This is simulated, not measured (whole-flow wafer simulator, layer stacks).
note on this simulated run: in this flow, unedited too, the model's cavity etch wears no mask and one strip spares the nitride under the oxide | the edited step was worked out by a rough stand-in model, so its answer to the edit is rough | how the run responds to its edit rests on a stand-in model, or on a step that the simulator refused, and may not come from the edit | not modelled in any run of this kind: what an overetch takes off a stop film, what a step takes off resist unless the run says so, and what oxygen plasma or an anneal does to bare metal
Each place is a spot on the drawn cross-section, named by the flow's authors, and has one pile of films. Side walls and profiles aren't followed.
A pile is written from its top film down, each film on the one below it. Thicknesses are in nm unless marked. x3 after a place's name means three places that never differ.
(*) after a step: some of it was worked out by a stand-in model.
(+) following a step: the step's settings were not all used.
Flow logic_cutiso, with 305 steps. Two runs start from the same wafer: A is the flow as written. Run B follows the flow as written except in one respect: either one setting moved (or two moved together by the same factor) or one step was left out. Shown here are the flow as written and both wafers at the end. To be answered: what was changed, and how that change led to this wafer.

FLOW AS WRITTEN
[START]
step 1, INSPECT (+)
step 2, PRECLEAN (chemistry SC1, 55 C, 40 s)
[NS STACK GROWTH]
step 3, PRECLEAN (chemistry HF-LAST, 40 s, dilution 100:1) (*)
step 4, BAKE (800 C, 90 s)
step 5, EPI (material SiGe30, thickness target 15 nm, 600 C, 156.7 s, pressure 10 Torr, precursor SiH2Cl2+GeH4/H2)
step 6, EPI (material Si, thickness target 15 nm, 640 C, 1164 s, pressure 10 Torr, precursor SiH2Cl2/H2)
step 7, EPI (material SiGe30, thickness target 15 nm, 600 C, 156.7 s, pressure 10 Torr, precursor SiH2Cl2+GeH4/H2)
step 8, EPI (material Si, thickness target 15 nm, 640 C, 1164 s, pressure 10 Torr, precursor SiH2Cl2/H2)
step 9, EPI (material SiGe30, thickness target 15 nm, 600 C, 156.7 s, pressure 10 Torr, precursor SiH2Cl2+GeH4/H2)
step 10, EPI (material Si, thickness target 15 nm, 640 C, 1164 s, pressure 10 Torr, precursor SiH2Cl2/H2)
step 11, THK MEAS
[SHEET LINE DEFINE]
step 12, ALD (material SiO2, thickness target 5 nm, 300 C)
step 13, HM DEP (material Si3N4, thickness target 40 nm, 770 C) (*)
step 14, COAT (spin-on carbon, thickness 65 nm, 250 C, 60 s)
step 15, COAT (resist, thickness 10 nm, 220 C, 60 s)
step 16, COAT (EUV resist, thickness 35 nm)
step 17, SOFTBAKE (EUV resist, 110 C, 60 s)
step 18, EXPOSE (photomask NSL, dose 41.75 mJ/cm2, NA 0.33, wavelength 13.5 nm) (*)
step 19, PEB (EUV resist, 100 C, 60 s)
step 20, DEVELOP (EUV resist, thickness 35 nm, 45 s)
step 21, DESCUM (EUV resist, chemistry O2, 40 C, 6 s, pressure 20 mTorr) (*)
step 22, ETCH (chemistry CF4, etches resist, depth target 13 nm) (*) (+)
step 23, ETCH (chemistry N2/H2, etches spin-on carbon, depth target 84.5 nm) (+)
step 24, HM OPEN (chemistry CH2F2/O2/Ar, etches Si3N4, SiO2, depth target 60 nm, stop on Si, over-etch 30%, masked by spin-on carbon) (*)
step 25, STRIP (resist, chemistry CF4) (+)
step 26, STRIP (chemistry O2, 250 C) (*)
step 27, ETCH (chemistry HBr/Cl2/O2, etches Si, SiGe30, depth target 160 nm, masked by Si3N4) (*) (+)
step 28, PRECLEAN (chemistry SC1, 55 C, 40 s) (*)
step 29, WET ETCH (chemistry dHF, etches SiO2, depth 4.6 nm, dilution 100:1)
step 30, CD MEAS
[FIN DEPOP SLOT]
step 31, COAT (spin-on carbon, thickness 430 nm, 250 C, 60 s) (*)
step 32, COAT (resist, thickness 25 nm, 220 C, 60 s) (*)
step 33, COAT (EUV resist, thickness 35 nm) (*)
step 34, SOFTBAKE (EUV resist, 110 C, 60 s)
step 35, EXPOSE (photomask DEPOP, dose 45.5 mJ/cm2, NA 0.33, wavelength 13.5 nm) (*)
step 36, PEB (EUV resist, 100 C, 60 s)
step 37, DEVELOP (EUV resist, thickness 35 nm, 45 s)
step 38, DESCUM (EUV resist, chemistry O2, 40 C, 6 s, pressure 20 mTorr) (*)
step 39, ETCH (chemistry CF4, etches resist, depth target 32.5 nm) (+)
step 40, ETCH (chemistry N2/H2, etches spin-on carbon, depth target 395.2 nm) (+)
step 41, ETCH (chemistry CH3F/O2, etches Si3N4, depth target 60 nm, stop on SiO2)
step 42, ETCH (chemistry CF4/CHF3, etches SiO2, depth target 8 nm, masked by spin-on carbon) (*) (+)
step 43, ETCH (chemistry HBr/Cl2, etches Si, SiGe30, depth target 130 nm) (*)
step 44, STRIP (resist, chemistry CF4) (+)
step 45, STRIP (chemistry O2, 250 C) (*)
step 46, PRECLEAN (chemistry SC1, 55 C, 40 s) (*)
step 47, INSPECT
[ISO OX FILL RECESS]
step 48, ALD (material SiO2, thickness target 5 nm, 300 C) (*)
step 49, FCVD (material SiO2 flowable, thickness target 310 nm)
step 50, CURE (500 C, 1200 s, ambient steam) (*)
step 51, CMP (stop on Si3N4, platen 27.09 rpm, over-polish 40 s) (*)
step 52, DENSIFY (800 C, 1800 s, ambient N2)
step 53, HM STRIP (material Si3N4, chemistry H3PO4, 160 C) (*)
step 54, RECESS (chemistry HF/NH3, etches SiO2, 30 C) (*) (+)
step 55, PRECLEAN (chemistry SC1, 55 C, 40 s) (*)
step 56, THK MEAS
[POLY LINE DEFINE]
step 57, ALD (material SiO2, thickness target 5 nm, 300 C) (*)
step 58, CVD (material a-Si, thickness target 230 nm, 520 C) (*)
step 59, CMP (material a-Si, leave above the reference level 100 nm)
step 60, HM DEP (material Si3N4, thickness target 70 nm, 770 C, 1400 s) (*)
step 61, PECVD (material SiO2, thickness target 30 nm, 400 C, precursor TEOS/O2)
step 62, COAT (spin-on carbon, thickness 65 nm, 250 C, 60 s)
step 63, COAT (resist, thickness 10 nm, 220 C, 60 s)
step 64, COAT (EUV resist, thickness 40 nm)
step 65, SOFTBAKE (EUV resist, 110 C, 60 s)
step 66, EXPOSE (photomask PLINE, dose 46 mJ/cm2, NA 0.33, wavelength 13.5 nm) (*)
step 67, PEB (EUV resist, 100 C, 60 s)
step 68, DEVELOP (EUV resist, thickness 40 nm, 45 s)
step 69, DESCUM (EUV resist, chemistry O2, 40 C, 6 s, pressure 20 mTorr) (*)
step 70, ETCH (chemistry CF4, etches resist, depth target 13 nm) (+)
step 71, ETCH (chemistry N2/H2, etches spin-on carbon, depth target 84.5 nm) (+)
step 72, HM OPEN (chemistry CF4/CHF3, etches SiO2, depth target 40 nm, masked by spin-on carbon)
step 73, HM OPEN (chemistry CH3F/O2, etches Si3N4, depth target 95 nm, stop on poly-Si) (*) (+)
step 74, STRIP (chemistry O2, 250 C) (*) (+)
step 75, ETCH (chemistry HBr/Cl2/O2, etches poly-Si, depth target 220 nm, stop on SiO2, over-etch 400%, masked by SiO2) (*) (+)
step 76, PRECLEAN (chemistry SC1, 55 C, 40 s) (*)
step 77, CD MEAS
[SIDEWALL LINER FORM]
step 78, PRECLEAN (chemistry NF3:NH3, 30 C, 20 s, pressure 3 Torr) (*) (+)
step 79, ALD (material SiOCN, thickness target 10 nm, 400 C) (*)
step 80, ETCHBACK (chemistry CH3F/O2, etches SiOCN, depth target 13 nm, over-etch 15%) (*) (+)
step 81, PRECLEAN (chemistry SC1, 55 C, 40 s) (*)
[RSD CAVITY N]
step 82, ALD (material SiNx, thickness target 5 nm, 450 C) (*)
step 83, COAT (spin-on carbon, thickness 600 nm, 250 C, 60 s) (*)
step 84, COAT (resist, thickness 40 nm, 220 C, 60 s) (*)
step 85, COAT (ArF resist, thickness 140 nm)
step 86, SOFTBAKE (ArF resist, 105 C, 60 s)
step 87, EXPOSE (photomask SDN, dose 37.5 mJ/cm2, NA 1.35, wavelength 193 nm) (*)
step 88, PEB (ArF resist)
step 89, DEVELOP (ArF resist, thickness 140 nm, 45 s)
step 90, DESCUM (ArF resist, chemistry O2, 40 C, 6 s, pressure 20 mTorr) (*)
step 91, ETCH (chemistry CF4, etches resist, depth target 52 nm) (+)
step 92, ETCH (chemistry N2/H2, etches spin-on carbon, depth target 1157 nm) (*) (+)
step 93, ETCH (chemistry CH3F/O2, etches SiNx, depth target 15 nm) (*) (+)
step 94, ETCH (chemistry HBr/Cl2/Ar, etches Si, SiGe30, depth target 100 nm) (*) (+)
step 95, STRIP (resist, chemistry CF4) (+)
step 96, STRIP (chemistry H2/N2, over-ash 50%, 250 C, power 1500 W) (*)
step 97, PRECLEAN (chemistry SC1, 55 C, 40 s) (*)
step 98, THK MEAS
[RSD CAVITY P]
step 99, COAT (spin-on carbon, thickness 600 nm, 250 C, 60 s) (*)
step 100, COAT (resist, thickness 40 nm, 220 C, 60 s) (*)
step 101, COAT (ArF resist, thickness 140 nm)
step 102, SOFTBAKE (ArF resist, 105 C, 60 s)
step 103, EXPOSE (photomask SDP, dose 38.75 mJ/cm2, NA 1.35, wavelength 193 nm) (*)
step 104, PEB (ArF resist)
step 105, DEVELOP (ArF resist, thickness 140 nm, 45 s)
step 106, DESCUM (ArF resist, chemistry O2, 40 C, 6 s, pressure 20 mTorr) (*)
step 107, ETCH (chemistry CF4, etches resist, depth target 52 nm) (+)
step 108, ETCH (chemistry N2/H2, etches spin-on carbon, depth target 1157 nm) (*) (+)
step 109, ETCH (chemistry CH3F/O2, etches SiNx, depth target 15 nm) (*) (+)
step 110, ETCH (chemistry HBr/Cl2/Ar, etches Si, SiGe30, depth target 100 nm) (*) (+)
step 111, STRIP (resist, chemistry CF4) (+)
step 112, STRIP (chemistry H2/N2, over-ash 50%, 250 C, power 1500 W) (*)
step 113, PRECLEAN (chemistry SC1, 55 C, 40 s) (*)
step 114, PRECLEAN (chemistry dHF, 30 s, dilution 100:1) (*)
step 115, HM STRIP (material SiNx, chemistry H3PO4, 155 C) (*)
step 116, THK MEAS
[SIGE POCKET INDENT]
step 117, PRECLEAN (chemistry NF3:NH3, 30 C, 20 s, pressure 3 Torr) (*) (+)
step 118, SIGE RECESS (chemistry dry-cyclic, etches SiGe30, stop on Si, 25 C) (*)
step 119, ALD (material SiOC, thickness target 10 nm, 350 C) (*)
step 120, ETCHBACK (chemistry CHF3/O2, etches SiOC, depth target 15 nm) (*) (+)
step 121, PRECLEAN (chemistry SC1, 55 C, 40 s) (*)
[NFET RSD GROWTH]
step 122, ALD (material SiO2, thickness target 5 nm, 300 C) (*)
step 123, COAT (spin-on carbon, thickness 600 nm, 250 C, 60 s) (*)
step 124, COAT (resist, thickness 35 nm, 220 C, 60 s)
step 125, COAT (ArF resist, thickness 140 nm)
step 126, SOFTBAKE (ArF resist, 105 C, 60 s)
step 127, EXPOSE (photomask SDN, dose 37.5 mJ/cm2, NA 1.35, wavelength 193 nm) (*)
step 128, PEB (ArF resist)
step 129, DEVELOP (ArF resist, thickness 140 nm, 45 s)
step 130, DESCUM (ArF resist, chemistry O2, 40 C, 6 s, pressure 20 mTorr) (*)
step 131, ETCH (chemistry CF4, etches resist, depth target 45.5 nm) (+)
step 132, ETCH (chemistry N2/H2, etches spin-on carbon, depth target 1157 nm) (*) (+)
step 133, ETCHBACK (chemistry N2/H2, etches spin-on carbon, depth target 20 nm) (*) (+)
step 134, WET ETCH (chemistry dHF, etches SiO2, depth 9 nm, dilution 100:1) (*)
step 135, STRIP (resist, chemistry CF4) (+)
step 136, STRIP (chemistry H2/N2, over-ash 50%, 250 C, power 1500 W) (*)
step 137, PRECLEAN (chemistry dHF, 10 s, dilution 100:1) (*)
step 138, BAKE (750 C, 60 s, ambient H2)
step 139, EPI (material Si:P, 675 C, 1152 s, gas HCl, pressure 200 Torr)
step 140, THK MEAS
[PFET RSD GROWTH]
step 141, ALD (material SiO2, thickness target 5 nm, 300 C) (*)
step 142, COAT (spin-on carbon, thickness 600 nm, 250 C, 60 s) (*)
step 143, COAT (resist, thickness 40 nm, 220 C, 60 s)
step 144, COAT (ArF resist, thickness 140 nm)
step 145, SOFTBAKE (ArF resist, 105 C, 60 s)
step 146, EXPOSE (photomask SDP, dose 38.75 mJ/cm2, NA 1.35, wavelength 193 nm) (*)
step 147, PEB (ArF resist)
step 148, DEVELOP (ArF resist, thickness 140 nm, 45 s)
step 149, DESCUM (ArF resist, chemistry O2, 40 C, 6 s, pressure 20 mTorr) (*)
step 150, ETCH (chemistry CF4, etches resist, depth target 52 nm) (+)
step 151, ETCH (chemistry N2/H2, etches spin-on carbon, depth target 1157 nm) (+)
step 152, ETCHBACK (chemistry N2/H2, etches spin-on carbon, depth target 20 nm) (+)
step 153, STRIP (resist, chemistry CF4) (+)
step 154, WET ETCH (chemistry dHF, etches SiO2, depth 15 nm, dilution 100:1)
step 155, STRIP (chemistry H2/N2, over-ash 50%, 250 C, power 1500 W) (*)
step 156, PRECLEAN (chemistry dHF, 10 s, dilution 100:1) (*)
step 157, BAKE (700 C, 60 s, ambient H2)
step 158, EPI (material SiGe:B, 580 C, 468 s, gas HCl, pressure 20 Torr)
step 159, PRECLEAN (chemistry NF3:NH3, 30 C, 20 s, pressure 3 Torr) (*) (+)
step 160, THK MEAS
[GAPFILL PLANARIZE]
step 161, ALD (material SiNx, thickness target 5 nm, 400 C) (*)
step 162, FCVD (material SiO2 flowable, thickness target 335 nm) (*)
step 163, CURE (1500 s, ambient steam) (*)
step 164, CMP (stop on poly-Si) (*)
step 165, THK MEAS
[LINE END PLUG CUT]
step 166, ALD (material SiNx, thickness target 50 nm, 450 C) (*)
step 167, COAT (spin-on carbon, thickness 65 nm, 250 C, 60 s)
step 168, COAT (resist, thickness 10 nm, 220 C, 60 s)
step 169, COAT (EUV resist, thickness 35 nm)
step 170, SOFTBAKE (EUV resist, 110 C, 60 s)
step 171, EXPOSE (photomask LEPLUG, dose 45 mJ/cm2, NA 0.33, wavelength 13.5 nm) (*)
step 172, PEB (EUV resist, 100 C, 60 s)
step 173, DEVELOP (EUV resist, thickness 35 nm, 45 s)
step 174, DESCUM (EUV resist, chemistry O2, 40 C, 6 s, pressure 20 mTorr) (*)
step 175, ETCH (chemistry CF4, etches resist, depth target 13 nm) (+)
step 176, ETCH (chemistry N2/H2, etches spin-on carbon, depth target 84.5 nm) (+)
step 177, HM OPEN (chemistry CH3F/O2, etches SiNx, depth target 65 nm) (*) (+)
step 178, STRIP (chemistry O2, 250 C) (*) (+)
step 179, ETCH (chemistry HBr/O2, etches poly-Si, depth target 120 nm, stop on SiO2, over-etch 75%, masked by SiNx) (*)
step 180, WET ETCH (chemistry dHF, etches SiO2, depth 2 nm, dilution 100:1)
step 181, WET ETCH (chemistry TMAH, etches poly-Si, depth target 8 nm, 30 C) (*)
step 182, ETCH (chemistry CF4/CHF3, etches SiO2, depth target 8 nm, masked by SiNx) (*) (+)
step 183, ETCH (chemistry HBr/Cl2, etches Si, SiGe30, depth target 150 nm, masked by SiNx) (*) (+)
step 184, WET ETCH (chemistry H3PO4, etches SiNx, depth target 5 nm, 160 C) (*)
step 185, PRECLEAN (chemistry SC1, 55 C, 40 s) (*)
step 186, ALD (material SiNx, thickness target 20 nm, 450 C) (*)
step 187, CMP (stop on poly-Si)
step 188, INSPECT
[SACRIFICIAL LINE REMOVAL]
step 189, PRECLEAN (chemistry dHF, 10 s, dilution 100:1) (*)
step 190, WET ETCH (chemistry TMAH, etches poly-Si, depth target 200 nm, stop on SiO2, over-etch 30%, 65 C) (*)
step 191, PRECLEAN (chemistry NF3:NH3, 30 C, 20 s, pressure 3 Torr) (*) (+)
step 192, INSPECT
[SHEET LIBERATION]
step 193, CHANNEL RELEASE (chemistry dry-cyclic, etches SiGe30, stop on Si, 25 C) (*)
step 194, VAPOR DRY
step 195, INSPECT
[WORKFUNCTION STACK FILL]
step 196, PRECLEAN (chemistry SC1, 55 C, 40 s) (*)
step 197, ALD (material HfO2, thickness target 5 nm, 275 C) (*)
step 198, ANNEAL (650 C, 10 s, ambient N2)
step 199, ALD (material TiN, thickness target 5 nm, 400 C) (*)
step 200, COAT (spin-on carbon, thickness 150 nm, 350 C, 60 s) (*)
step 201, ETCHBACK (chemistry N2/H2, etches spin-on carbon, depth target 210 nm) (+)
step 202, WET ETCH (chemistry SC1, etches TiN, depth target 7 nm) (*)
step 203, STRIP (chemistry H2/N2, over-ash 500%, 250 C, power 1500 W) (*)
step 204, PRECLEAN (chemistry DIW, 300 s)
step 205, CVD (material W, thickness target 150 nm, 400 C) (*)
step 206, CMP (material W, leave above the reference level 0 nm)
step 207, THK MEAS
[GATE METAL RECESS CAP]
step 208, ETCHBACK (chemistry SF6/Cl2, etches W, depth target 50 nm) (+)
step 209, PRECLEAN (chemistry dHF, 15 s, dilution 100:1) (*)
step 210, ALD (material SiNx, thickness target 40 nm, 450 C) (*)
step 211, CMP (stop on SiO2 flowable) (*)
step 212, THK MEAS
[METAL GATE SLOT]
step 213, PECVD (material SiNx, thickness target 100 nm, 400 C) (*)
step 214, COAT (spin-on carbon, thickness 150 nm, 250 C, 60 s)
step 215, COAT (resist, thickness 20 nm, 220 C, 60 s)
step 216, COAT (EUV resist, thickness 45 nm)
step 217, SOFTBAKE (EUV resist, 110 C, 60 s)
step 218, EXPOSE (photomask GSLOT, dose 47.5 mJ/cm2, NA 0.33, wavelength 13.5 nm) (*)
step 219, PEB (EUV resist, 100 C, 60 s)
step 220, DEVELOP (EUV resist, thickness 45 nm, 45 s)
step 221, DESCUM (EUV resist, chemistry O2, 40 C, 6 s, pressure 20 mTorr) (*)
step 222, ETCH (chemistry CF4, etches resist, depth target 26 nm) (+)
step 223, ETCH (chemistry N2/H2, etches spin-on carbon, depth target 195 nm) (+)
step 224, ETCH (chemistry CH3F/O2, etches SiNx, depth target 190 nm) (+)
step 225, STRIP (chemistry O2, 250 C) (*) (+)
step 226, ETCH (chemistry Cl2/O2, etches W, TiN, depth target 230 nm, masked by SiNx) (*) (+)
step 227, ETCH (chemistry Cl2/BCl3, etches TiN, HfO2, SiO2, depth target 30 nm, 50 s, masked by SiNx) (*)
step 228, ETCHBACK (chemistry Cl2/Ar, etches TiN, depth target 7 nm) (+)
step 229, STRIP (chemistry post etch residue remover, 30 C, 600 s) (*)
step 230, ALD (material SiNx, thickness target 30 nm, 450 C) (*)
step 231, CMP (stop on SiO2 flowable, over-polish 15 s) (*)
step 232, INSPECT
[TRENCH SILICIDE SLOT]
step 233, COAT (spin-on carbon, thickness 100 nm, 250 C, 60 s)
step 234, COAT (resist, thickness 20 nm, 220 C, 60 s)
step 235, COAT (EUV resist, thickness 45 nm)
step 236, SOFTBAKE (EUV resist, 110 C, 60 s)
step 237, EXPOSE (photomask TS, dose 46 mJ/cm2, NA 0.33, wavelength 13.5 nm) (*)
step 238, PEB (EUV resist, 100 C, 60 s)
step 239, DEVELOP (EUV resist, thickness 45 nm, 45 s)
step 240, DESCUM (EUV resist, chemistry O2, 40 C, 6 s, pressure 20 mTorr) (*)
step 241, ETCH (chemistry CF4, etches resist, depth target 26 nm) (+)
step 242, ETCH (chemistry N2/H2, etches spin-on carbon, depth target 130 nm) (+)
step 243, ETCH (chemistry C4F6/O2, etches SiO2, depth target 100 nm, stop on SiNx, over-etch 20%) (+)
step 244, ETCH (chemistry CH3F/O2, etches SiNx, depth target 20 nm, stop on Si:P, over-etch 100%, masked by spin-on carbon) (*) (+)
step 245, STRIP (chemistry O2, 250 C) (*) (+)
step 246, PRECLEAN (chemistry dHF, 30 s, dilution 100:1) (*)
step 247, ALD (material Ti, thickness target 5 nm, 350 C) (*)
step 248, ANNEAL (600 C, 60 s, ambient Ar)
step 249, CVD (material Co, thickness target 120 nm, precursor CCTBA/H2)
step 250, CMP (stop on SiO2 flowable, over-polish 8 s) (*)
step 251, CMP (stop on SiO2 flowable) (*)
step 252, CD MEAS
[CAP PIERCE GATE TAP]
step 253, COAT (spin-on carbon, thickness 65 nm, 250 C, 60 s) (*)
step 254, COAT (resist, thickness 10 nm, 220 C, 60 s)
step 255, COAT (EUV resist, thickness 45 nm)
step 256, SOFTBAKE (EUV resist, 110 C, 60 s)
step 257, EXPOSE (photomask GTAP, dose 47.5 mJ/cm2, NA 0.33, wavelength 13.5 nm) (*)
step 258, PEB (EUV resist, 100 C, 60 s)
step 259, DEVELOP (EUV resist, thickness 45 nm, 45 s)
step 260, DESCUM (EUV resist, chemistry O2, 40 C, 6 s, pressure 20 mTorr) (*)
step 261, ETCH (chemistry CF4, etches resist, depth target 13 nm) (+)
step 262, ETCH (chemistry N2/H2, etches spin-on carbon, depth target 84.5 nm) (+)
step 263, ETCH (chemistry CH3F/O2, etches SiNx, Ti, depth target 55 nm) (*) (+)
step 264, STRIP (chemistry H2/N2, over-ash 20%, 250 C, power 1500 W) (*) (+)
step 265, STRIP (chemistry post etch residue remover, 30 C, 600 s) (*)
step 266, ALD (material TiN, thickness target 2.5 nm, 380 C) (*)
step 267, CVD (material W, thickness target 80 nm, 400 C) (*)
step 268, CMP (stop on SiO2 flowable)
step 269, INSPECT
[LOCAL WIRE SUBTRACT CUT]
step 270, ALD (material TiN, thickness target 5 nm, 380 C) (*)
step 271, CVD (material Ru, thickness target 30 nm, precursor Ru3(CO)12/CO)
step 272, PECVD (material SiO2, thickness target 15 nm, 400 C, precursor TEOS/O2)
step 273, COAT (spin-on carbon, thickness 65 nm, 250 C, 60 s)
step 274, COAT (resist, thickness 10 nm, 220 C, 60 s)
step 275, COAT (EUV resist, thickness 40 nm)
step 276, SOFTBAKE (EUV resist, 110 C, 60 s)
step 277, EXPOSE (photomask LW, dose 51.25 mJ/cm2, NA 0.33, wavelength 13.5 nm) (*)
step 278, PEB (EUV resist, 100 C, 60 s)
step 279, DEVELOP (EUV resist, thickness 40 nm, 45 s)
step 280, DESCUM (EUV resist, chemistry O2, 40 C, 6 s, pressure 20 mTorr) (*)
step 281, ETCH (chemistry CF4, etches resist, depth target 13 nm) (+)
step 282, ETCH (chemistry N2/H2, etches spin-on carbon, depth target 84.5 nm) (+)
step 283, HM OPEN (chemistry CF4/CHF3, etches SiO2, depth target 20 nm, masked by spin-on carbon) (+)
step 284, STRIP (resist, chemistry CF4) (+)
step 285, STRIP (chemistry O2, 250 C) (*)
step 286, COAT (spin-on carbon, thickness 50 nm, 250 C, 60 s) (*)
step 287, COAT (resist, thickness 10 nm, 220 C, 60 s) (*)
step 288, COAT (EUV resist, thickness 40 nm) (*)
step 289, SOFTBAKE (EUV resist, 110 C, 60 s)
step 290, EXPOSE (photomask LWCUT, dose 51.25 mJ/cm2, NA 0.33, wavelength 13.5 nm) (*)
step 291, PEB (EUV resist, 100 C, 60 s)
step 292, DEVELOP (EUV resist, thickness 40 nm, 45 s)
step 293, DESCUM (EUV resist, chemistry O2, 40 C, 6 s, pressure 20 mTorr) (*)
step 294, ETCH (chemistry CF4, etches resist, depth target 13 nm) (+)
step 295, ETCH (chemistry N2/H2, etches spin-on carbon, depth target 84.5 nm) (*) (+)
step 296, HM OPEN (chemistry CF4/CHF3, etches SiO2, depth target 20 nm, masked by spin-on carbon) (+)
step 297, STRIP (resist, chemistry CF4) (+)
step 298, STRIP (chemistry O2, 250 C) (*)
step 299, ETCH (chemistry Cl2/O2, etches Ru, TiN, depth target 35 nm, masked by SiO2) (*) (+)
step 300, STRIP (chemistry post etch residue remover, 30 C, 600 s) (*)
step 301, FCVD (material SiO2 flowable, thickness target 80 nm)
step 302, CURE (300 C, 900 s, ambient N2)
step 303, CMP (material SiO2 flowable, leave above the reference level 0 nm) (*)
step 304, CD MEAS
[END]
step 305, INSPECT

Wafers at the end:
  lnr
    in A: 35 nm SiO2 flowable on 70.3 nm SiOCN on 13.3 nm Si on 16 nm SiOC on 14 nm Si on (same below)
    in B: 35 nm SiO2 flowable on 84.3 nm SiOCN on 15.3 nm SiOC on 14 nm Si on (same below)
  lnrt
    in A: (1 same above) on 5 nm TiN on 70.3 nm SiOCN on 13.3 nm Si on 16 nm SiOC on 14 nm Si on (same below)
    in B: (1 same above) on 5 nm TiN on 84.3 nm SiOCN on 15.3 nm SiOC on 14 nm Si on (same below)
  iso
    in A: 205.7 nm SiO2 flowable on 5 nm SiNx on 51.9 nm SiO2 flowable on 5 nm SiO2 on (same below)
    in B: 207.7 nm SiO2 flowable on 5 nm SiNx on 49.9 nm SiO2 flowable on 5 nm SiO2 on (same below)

Cause: step 75, ETCH: depth target 297 nm was run, whereas the flow has depth target 220 nm.

How this came from the change, step by step:
  step 75, ETCH (chemistry HBr/Cl2/O2, etches poly-Si, depth target 220 nm, stop on SiO2, over-etch 400%, masked by SiO2) (*) (+)
      lnr, lnrp, lnrt, rsdn, rsdp, rsdw, rsdx: A -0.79 chemical SiO2 (all of it), -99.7 poly-Si (all of it), -5 SiO2 (all of it) | B -0.79 chemical SiO2 (all of it), -99.7 poly-Si (all of it), -5 SiO2 (all of it), -0.49 chemical SiO2 (all of it), -13.9 Si (all of it)
      iso, lnri: A -0.79 chemical SiO2 (all of it), -189.1 poly-Si (all of it), -4.55 SiO2 | B -0.79 chemical SiO2 (all of it), -189.1 poly-Si (all of it), -5 SiO2 (all of it), -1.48 SiO2 flowable
  step 80, ETCHBACK (chemistry CH3F/O2, etches SiOCN, depth target 13 nm, over-etch 15%) (*) (+)
      rsdn, rsdp, rsdw, rsdx: A -10 SiOCN (all of it), -0.7 Si | B -10 SiOCN (all of it), -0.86 SiGe30
      lnr, lnrp, lnrt: A +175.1 SiOCN | B +189.1 SiOCN
  step 94, ETCH (chemistry HBr/Cl2/Ar, etches Si, SiGe30, depth target 100 nm) (*) (+)
      rsdn, rsdx: A -0.49 chemical SiO2 (all of it), -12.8 Si (all of it), -15 SiGe30 (all of it), -15 Si (all of it), -15 SiGe30 (all of it), -15 Si (all of it), -15 SiGe30 (all of it), -12.2 Si | B -0.49 chemical SiO2 (all of it), -13.7 SiGe30 (all of it), -15 Si (all of it), -15 SiGe30 (all of it), -15 Si (all of it), -15 SiGe30 (all of it), -26.3 Si
  step 110, ETCH (chemistry HBr/Cl2/Ar, etches Si, SiGe30, depth target 100 nm) (*) (+)
      rsdp, rsdw: A -0.49 chemical SiO2 (all of it), -12.8 Si (all of it), -15 SiGe30 (all of it), -15 Si (all of it), -15 SiGe30 (all of it), -15 Si (all of it), -15 SiGe30 (all of it), -12.2 Si | B -0.49 chemical SiO2 (all of it), -13.7 SiGe30 (all of it), -15 Si (all of it), -15 SiGe30 (all of it), -15 Si (all of it), -15 SiGe30 (all of it), -26.3 Si
  step 118, SIGE RECESS (chemistry dry-cyclic, etches SiGe30, stop on Si, 25 C) (*)
      lnr, lnrp, lnrt: A -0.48 SiOCN, -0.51 Si, +16 cavity (new film), -15 SiGe30 (all of it), -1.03 Si, +16 cavity (new film), -15 SiGe30 (all of it), -1.03 Si, +16 cavity (new film), -15 SiGe30 (all of it), -0.51 Si | B -0.48 SiOCN, +15.3 cavity (new film), -14.8 SiGe30 (all of it), -1.03 Si, +16 cavity (new film), -15 SiGe30 (all of it), -1.03 Si, +16 cavity (new film), -15 SiGe30 (all of it), -0.51 Si
  step 119, ALD (material SiOC, thickness target 10 nm, 350 C) (*)
      lnr, lnrp, lnrt: A +10 SiOC (new film), +16 SiOC (new film), -16 cavity (all of it), +16 SiOC (new film), -16 cavity (all of it), +16 SiOC (new film), -16 cavity (all of it) | B +10 SiOC (new film), +15.3 SiOC (new film), -15.3 cavity (all of it), +16 SiOC (new film), -16 cavity (all of it), +16 SiOC (new film), -16 cavity (all of it)
  step 135, STRIP (resist, chemistry CF4) (+)
      gl: A -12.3 Si3N4 | B -11.7 Si3N4
  step 139, EPI (material Si:P, 675 C, 1152 s, gas HCl, pressure 200 Torr)
      rsdn, rsdx: A +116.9 Si:P (new film) | B +131 Si:P (new film)
  step 141, ALD (material SiO2, thickness target 5 nm, 300 C) (*)
      gxn: A +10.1 SiO2 (new film) | B +6.14 SiO2 (new film)
  step 158, EPI (material SiGe:B, 580 C, 468 s, gas HCl, pressure 20 Torr)
      rsdp, rsdw: A +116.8 SiGe:B (new film) | B +131 SiGe:B (new film)
  step 159, PRECLEAN (chemistry NF3:NH3, 30 C, 20 s, pressure 3 Torr) (*) (+)
      gxn: A -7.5 SiO2 | B -4.62 SiO2 (all of it), -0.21 Si3N4
  step 164, CMP (stop on poly-Si) (*)
      gxn: A -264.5 SiO2 flowable (all of it), -5 SiNx (all of it), -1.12 SiO2 (all of it), -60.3 Si3N4 (all of it) | B -265.4 SiO2 flowable (all of it), -5 SiNx (all of it), -60.4 Si3N4 (all of it)
